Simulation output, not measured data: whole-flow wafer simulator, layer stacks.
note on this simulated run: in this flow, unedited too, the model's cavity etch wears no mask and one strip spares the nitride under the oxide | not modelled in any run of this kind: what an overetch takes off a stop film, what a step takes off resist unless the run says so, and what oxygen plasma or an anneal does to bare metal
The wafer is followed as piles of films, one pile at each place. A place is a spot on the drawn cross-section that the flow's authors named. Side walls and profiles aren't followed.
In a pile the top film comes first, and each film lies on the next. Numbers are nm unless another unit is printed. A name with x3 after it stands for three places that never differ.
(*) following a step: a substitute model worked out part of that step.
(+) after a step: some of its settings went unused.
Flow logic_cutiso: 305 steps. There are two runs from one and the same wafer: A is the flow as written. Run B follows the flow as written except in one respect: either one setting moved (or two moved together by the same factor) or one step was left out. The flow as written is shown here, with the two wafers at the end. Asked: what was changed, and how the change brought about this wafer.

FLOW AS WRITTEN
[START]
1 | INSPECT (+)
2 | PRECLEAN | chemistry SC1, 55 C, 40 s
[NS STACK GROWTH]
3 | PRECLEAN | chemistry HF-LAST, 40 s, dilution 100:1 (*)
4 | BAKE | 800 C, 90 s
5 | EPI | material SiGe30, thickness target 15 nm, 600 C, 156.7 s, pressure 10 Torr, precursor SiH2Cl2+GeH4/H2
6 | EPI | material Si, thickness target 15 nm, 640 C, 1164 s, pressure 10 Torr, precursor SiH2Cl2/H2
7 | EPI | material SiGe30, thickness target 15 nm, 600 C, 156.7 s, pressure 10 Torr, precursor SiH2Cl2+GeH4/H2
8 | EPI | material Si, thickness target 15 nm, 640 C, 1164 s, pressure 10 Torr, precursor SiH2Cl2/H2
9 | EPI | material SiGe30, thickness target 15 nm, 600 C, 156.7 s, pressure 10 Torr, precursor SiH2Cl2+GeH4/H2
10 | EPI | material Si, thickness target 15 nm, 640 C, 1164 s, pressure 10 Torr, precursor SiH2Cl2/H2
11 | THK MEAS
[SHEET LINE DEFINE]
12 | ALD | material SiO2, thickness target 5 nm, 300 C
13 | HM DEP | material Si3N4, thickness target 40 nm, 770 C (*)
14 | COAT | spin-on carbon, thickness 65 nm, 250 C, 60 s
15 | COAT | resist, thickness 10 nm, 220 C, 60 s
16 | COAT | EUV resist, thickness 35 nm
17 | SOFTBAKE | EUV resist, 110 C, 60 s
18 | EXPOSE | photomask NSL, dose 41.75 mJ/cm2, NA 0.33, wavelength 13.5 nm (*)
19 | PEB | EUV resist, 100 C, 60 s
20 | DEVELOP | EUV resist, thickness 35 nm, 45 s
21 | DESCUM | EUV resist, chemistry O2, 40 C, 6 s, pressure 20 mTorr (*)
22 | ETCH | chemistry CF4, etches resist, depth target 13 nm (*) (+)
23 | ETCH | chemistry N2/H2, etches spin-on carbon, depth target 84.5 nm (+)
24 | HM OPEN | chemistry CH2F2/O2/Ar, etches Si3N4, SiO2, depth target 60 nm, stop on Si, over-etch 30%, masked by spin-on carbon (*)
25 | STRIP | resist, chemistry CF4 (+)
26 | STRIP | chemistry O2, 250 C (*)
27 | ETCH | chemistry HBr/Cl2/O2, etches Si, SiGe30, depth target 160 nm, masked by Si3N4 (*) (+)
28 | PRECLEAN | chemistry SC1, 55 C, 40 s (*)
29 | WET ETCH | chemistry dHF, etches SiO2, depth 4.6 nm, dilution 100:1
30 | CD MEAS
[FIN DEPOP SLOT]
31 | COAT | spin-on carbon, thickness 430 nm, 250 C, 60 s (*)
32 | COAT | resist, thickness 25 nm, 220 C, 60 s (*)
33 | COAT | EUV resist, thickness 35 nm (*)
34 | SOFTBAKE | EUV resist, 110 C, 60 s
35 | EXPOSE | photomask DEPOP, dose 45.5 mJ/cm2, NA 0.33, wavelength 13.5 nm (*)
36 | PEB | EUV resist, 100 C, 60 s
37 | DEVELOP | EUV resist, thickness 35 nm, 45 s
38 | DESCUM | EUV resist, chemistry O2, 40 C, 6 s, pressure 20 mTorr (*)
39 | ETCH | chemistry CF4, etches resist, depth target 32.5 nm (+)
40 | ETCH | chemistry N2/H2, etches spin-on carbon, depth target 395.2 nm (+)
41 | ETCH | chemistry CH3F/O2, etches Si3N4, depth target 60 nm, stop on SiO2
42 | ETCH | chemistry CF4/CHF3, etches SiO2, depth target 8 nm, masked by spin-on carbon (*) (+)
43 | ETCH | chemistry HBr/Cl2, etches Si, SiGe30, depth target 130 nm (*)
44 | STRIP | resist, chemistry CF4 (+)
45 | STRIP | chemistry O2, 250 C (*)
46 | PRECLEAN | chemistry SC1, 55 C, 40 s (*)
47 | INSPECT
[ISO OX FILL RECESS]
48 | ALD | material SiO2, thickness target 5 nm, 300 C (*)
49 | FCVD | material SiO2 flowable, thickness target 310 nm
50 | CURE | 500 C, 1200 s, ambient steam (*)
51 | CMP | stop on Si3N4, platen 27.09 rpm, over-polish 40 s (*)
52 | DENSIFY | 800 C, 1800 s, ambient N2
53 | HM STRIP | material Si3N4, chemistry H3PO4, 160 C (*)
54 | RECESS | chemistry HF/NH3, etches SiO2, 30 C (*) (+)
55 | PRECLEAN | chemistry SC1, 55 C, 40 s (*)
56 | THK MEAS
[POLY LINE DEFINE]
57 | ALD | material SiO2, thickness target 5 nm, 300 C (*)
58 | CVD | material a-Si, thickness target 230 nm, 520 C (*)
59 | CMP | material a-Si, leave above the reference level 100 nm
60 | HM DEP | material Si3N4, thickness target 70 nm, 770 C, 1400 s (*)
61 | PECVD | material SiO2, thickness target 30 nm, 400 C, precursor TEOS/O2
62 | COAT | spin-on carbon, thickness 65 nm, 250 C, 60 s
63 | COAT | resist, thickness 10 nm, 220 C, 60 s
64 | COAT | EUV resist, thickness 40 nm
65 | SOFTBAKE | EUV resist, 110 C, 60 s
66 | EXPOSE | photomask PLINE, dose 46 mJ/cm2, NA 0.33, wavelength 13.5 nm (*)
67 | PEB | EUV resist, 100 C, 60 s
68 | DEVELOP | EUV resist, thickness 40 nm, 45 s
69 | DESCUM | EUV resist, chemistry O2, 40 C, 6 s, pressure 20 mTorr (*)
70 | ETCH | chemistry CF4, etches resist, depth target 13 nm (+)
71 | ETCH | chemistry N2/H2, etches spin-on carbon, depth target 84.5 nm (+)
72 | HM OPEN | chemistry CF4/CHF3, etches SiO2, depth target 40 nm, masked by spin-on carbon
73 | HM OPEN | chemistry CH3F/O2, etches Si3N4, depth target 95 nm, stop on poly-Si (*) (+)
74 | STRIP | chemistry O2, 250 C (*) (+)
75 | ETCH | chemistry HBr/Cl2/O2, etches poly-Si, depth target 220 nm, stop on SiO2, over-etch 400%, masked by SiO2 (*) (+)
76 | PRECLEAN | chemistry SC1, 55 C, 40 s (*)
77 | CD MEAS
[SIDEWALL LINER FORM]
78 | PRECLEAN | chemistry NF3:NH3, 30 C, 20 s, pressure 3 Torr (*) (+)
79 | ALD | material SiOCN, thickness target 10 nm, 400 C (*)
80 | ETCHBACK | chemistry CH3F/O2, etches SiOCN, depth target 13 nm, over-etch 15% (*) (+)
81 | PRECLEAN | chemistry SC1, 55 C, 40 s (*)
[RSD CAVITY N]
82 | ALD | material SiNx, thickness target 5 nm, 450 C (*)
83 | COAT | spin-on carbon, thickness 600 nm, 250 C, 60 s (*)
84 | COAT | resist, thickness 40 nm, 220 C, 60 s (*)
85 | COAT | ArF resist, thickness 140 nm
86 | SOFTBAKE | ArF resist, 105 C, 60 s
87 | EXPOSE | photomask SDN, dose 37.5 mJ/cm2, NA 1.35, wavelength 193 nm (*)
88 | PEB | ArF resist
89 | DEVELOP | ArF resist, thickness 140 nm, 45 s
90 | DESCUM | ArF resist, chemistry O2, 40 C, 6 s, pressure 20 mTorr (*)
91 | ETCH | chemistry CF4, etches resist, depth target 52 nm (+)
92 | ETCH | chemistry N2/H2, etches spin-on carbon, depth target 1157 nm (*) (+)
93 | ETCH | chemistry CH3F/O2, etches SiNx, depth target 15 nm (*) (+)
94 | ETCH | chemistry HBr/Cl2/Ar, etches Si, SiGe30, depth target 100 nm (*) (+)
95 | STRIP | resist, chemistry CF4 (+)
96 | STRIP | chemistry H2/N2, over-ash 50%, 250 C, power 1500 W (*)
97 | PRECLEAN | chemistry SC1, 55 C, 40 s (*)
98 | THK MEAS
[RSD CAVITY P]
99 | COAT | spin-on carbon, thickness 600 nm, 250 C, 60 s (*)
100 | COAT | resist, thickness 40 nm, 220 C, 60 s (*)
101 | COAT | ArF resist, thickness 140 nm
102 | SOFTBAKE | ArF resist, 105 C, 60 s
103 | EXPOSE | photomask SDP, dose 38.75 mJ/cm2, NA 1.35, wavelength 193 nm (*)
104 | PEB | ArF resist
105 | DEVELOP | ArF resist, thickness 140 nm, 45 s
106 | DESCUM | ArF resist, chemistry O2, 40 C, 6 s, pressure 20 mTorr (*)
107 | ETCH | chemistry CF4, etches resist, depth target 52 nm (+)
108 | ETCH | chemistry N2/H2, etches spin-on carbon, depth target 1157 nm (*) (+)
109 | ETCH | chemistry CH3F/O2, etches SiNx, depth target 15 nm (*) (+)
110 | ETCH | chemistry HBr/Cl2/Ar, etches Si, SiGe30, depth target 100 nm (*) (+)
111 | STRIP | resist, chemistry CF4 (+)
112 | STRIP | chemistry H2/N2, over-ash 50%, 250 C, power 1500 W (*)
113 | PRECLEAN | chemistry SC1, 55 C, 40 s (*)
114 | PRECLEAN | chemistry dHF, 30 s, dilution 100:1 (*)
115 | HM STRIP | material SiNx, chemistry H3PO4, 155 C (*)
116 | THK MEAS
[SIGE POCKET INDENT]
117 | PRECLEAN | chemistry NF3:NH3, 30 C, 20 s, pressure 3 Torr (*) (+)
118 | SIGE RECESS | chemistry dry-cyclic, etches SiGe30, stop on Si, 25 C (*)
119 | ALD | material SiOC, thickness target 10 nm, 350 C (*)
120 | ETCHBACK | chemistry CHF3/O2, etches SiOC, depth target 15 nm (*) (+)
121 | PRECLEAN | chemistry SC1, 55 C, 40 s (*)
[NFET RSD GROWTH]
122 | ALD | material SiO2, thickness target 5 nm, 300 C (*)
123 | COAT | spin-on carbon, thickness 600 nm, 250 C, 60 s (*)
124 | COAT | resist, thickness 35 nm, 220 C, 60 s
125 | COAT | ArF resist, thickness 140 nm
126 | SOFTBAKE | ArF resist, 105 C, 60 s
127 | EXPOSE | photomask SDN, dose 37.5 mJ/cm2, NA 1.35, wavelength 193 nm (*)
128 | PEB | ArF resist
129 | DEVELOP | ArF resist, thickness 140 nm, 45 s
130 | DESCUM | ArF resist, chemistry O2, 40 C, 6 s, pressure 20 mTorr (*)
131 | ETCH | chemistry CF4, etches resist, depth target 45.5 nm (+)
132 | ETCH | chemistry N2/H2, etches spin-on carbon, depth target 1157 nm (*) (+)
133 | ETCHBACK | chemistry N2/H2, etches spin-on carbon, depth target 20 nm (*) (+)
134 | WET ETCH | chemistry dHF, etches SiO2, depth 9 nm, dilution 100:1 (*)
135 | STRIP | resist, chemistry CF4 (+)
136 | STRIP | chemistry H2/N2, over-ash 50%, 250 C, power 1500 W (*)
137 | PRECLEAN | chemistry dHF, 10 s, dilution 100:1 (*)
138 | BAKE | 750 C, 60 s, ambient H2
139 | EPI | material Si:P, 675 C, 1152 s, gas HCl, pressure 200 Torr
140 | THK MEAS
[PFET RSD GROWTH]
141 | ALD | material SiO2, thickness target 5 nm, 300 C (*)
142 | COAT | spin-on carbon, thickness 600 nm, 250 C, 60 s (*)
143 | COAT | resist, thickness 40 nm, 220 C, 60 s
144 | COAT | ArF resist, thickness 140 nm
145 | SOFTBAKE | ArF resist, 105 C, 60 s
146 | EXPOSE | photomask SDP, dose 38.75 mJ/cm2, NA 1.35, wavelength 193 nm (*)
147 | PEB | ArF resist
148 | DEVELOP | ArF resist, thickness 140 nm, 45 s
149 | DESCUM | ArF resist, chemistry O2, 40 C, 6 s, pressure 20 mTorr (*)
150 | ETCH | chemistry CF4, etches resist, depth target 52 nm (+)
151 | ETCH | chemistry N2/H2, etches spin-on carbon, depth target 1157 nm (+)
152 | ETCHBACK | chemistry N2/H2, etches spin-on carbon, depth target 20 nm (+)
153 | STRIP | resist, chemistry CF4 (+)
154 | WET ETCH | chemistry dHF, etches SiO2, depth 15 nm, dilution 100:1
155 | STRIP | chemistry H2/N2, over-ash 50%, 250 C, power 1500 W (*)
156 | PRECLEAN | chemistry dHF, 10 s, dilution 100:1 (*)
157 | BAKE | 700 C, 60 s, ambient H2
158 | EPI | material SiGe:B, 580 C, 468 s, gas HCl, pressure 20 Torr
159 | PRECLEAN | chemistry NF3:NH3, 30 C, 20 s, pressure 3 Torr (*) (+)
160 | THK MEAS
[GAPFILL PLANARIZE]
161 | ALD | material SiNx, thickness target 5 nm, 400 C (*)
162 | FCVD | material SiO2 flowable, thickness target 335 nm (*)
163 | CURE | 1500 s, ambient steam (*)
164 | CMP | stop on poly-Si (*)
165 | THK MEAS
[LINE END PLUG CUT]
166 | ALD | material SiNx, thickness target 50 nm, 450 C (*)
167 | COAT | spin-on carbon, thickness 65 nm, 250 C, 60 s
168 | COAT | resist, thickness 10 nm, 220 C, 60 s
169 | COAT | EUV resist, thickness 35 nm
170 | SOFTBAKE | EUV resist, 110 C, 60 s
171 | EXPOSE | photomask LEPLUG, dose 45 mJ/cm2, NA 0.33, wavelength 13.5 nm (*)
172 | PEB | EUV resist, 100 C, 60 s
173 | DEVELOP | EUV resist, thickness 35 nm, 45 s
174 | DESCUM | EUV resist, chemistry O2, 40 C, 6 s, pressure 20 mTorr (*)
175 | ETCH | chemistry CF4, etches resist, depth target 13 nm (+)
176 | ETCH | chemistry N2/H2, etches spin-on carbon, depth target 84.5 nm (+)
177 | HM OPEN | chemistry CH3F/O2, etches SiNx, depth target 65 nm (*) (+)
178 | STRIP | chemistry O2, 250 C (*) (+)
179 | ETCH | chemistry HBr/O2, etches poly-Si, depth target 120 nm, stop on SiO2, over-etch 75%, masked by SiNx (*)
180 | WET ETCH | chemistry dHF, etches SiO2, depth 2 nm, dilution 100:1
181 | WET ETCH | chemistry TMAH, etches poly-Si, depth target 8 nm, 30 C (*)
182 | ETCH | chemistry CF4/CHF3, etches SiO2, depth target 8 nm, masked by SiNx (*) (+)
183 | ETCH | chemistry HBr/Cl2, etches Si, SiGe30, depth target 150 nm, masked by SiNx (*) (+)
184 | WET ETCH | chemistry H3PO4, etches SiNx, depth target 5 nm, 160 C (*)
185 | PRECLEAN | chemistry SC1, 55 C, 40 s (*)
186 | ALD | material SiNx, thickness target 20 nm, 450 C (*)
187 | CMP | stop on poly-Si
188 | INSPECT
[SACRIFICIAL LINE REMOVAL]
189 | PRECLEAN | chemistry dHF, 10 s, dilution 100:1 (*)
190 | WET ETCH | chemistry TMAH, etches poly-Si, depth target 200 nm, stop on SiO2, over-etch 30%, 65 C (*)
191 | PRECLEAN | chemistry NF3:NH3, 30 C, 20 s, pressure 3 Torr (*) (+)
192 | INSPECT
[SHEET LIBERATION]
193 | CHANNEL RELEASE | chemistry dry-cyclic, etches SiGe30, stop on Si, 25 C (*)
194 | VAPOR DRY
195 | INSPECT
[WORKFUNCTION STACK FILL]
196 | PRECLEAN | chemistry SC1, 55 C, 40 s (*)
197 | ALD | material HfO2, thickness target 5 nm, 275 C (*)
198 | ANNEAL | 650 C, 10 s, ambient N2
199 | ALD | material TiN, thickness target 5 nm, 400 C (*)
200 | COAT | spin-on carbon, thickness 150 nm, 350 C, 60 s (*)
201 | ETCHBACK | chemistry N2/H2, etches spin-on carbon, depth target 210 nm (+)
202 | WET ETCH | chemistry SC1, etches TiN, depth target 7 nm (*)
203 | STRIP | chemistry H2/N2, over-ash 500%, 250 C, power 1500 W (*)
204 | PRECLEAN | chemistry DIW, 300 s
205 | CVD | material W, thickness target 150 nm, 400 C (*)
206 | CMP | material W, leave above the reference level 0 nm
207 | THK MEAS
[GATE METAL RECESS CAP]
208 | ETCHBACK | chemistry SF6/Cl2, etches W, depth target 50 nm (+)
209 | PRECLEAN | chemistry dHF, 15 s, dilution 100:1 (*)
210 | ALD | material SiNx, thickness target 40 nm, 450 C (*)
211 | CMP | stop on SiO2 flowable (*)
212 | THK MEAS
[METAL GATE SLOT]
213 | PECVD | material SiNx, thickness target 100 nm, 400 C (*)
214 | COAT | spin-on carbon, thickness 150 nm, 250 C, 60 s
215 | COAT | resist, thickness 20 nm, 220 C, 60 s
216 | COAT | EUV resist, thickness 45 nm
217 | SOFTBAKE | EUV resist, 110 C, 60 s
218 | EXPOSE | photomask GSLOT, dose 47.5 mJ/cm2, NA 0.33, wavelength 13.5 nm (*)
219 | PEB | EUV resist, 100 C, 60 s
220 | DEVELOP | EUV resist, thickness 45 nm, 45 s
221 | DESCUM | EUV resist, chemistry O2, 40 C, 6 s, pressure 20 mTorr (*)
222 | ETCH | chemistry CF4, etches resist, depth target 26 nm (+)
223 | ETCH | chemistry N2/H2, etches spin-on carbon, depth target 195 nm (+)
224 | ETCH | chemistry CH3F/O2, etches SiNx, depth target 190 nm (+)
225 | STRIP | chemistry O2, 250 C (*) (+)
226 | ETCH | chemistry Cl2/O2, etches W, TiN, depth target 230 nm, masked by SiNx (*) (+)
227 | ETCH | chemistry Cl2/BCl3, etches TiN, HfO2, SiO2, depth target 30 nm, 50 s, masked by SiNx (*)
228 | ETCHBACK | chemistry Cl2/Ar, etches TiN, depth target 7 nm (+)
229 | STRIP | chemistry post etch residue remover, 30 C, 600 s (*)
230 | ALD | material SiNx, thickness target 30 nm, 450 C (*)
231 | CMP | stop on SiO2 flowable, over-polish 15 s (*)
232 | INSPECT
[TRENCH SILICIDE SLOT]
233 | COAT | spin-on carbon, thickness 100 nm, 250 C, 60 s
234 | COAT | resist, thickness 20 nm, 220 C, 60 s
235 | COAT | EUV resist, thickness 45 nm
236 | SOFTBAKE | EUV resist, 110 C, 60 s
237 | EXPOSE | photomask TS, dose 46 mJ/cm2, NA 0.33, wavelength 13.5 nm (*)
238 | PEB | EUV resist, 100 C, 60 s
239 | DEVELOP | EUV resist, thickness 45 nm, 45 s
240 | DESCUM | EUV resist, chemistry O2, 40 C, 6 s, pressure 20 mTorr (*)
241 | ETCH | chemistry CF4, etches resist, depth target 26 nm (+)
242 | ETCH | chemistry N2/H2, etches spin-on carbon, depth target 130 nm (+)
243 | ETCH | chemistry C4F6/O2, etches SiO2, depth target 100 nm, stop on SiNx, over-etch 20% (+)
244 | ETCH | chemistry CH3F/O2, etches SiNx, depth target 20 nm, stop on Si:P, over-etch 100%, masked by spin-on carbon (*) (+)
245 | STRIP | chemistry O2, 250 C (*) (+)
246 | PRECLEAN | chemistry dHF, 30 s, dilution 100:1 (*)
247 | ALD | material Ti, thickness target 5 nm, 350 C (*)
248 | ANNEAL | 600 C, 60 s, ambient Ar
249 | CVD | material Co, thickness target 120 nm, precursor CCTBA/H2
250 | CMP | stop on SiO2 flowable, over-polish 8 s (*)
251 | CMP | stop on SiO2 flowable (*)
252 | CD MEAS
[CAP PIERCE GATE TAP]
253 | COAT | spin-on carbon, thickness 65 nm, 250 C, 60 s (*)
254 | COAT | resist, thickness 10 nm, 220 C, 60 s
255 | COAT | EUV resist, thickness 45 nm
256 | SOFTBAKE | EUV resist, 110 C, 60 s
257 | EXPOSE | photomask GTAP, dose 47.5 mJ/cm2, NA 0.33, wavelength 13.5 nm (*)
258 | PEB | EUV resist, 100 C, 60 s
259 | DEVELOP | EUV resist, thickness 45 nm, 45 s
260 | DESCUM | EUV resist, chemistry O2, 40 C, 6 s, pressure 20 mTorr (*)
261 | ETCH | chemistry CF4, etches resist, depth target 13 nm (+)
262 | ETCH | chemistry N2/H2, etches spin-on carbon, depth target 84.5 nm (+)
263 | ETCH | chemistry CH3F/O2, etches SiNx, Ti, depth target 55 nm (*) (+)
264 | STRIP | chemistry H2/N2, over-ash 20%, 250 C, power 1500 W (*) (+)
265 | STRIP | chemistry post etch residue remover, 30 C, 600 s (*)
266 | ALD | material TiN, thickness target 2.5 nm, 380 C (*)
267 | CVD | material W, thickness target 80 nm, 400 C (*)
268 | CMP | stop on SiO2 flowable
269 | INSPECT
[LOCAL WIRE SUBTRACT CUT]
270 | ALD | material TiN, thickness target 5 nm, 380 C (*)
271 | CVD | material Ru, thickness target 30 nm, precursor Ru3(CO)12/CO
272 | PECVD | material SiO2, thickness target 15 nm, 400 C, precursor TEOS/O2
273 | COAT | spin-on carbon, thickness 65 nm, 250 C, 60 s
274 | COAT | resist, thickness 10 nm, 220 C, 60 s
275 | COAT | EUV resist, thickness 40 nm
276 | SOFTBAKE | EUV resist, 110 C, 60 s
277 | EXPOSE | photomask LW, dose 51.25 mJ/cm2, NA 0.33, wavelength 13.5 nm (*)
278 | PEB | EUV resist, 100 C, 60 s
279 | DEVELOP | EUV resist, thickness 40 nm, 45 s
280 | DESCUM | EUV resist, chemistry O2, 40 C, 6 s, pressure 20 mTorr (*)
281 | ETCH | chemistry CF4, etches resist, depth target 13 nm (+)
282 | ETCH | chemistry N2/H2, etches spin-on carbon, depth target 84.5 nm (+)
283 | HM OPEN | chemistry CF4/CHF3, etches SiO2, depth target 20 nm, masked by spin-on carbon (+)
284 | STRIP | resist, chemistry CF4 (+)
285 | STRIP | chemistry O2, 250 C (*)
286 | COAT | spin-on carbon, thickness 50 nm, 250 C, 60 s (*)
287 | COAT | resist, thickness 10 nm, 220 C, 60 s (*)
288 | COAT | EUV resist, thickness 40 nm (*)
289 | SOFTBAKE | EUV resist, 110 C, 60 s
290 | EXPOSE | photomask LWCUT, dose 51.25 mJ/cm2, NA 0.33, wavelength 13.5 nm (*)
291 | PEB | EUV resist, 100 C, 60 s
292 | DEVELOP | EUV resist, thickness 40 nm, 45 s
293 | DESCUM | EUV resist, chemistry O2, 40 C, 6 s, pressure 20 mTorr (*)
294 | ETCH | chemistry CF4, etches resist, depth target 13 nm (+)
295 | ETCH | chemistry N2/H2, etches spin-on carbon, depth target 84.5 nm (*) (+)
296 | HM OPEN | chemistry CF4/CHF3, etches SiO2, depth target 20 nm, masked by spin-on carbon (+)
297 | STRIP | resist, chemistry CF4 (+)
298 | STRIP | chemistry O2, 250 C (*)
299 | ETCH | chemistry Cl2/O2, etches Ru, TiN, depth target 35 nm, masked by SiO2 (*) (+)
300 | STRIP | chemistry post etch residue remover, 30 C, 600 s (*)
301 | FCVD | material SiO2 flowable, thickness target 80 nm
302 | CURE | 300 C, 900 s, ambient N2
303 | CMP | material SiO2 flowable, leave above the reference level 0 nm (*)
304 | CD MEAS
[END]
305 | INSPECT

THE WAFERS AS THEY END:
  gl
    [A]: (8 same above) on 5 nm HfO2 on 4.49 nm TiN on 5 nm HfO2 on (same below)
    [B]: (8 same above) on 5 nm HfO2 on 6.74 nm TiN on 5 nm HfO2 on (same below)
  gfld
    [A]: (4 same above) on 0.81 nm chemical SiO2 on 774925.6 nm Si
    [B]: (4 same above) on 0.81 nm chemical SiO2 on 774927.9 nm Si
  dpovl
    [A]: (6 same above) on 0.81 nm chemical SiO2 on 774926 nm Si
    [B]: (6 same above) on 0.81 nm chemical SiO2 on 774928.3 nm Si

Cause: step 9, EPI: 180.2 s was run, though the flow has 156.7 s.

Step by step, how the change led to this:
  9 | EPI | material SiGe30, thickness target 15 nm, 600 C, 156.7 s, pressure 10 Torr, precursor SiH2Cl2+GeH4/H2
      depop, dpovl, gfld and 19 more: A SiGe30 gains 15 (new film) | B SiGe30 gains 17.3 (new film)
  27 | ETCH | chemistry HBr/Cl2/O2, etches Si, SiGe30, depth target 160 nm, masked by Si3N4 (*) (+)
      gfld, gxf, iso, lnri: A chemical SiO2 loses 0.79 (all of it), Si loses 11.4 (all of it), SiGe30 loses 15 (all of it), Si loses 15 (all of it), SiGe30 loses 15 (all of it), Si loses 15 (all of it), SiGe30 loses 15 (all of it), Si loses 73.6 | B chemical SiO2 loses 0.79 (all of it), Si loses 11.4 (all of it), SiGe30 loses 17.3 (all of it), Si loses 15 (all of it), SiGe30 loses 15 (all of it), Si loses 15 (all of it), SiGe30 loses 15 (all of it), Si loses 71.4
      dpovl, nsgap: A chemical SiO2 loses 0.79 (all of it), Si loses 11.8 (all of it), SiGe30 loses 15 (all of it), Si loses 15 (all of it), SiGe30 loses 15 (all of it), Si loses 15 (all of it), SiGe30 loses 15 (all of it), Si loses 73.2 | B chemical SiO2 loses 0.79 (all of it), Si loses 11.8 (all of it), SiGe30 loses 17.3 (all of it), Si loses 15 (all of it), SiGe30 loses 15 (all of it), Si loses 15 (all of it), SiGe30 loses 15 (all of it), Si loses 71
      (and at 1 other place as well)
  43 | ETCH | chemistry HBr/Cl2, etches Si, SiGe30, depth target 130 nm (*)
      depop: A Si loses 14 (all of it), SiGe30 loses 15 (all of it), Si loses 15 (all of it), SiGe30 loses 15 (all of it), Si loses 15 (all of it), SiGe30 loses 15 (all of it), Si loses 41 | B Si loses 14 (all of it), SiGe30 loses 17.3 (all of it), Si loses 15 (all of it), SiGe30 loses 15 (all of it), Si loses 15 (all of it), SiGe30 loses 15 (all of it), Si loses 38.7
  94 | ETCH | chemistry HBr/Cl2/Ar, etches Si, SiGe30, depth target 100 nm (*) (+)
      rsdn, rsdx: A chemical SiO2 loses 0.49 (all of it), Si loses 12.8 (all of it), SiGe30 loses 15 (all of it), Si loses 15 (all of it), SiGe30 loses 15 (all of it), Si loses 15 (all of it), SiGe30 loses 15 (all of it), Si loses 12.2 | B chemical SiO2 loses 0.49 (all of it), Si loses 12.8 (all of it), SiGe30 loses 17.3 (all of it), Si loses 15 (all of it), SiGe30 loses 15 (all of it), Si loses 15 (all of it), SiGe30 loses 15 (all of it), Si loses 9.91
  110 | ETCH | chemistry HBr/Cl2/Ar, etches Si, SiGe30, depth target 100 nm (*) (+)
      rsdp, rsdw: A chemical SiO2 loses 0.49 (all of it), Si loses 12.8 (all of it), SiGe30 loses 15 (all of it), Si loses 15 (all of it), SiGe30 loses 15 (all of it), Si loses 15 (all of it), SiGe30 loses 15 (all of it), Si loses 12.2 | B chemical SiO2 loses 0.49 (all of it), Si loses 12.8 (all of it), SiGe30 loses 17.3 (all of it), Si loses 15 (all of it), SiGe30 loses 15 (all of it), Si loses 15 (all of it), SiGe30 loses 15 (all of it), Si loses 9.91
  118 | SIGE RECESS | chemistry dry-cyclic, etches SiGe30, stop on Si, 25 C (*)
      lnr, lnrp, lnrt: A SiOCN loses 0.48, Si loses 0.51, cavity gains 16 (new film), SiGe30 loses 15 (all of it), Si loses 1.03, cavity gains 16 (new film), SiGe30 loses 15 (all of it), Si loses 1.03, cavity gains 16 (new film), SiGe30 loses 15 (all of it), Si loses 0.51 | B SiOCN loses 0.48, Si loses 0.51, cavity gains 18.3 (new film), SiGe30 loses 17.3 (all of it), Si loses 1.03, cavity gains 16 (new film), SiGe30 loses 15 (all of it), Si loses 1.03, cavity gains 16 (new film), SiGe30 loses 15 (all of it), Si loses 0.51
  119 | ALD | material SiOC, thickness target 10 nm, 350 C (*)
      lnr, lnrp, lnrt: A SiOC gains 10 (new film), SiOC gains 16 (new film), cavity loses 16 (all of it), SiOC gains 16 (new film), cavity loses 16 (all of it), SiOC gains 16 (new film), cavity loses 16 (all of it) | B SiOC gains 10 (new film), SiOC gains 18.3 (new film), cavity loses 18.3 (all of it), SiOC gains 16 (new film), cavity loses 16 (all of it), SiOC gains 16 (new film), cavity loses 16 (all of it)
  183 | ETCH | chemistry HBr/Cl2, etches Si, SiGe30, depth target 150 nm, masked by SiNx (*) (+)
      plug: A Si loses 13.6 (all of it), SiGe30 loses 15 (all of it), Si loses 15 (all of it), SiGe30 loses 15 (all of it), Si loses 15 (all of it), SiGe30 loses 15 (all of it), Si loses 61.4 | B Si loses 13.6 (all of it), SiGe30 loses 17.3 (all of it), Si loses 15 (all of it), SiGe30 loses 15 (all of it), Si loses 15 (all of it), SiGe30 loses 15 (all of it), Si loses 59.2
  193 | CHANNEL RELEASE | chemistry dry-cyclic, etches SiGe30, stop on Si, 25 C (*)
      gl, glp, gxn, gxp, ns, tap: A chemical SiO2 gains 0.8 (new film), Si loses 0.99, chemical SiO2 gains 0.8 (new film), cavity gains 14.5 (new film), chemical SiO2 gains 0.8 (new film), SiGe30 loses 15 (all of it), Si loses 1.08, chemical SiO2 gains 0.8 (new film), cavity gains 14.5 (new film), chemical SiO2 gains 0.8 (new film), SiGe30 loses 15 (all of it), Si loses 1.08, chemical SiO2 gains 0.8 (new film), cavity gains 14.5 (new film), chemical SiO2 gains 0.8 (new film), SiGe30 loses 15 (all of it), Si loses 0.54 | B chemical SiO2 gains 0.8 (new film), Si loses 0.99, chemical SiO2 gains 0.8 (new film), cavity gains 16.7 (new film), chemical SiO2 gains 0.8 (new film), SiGe30 loses 17.3 (all of it), Si loses 1.08, chemical SiO2 gains 0.8 (new film), cavity gains 14.5 (new film), chemical SiO2 gains 0.8 (new film), SiGe30 loses 15 (all of it), Si loses 1.08, chemical SiO2 gains 0.8 (new film), cavity gains 14.5 (new film), chemical SiO2 gains 0.8 (new film), SiGe30 loses 15 (all of it), Si loses 0.54
  199 | ALD | material TiN, thickness target 5 nm, 400 C (*)
      gl, glp, tap: A TiN gains 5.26 (new film), TiN gains 4.49 (new film), cavity loses 4.49 (all of it), TiN gains 4.49 (new film), cavity loses 4.49 (all of it), TiN gains 4.49 (new film), cavity loses 4.49 (all of it) | B TiN gains 5.26 (new film), TiN gains 6.74 (new film), cavity loses 6.74 (all of it), TiN gains 4.49 (new film), cavity loses 4.49 (all of it), TiN gains 4.49 (new film), cavity loses 4.49 (all of it)
      gxn, gxp, ns: A TiN gains 5 (new film), TiN gains 4.49 (new film), cavity loses 4.49 (all of it), TiN gains 4.49 (new film), cavity loses 4.49 (all of it), TiN gains 4.49 (new film), cavity loses 4.49 (all of it) | B TiN gains 5 (new film), TiN gains 6.74 (new film), cavity loses 6.74 (all of it), TiN gains 4.49 (new film), cavity loses 4.49 (all of it), TiN gains 4.49 (new film), cavity loses 4.49 (all of it)
